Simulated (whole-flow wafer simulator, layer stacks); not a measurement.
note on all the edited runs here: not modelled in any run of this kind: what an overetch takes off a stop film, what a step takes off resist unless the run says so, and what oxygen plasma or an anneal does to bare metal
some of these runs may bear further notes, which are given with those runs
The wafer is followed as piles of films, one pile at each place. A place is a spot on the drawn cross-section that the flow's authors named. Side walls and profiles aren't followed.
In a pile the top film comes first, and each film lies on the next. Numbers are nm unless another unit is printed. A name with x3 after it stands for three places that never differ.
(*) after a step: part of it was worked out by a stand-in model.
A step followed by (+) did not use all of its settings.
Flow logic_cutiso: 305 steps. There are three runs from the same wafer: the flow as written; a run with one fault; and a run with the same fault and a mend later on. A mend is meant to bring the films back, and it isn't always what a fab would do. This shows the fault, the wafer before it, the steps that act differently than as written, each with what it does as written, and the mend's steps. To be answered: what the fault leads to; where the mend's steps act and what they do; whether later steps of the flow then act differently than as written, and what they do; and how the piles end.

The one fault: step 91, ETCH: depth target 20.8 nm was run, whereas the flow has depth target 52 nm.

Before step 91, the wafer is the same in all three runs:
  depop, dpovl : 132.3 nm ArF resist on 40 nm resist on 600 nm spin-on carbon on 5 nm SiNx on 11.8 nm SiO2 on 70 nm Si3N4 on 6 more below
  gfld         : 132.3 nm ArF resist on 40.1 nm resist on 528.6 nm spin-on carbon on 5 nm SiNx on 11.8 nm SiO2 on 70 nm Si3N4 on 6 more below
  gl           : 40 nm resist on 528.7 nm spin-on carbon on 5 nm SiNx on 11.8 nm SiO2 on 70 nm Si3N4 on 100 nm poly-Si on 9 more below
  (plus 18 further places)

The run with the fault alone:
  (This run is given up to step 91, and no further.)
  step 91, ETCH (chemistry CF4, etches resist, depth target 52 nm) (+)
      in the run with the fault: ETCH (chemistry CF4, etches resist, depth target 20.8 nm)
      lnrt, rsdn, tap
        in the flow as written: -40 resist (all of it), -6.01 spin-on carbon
        in the run with the fault: -20.8 resist
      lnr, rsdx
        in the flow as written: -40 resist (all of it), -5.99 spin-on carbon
        in the run with the fault: -20.8 resist
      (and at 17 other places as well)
  The piles after step 91 differ from the flow's at depop, dpovl, gfld and 19 more by more than 2% or 0.5 nm, whichever is larger.
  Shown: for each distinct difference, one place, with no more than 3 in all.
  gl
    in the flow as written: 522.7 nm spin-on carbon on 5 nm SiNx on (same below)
    in the run with the fault: 19.2 nm resist on 528.7 nm spin-on carbon on 5 nm SiNx on (same below)
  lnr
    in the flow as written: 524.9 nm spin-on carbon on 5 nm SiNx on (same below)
    in the run with the fault: 19.2 nm resist on 530.9 nm spin-on carbon on 5 nm SiNx on (same below)
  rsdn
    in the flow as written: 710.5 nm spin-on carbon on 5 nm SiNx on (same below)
    in the run with the fault: 19.2 nm resist on 716.5 nm spin-on carbon on 5 nm SiNx on (same below)

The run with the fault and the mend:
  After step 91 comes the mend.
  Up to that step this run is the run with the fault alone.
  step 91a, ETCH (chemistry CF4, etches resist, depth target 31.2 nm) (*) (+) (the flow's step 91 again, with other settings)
      depop, dpovl, gfld and 12 more
        -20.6 ArF resist
      gxn, lnr, rsdx
        -19.2 resist (all of it), -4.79 spin-on carbon
      lnrt, rsdn
        -19.2 resist (all of it), -4.81 spin-on carbon
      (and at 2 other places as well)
  None of the later steps of the flow differs from how it acts as written, at any place that is followed, by more than 2% or 0.5 nm, whichever is larger.
  The piles end the same as the flow's at every place that both follow.
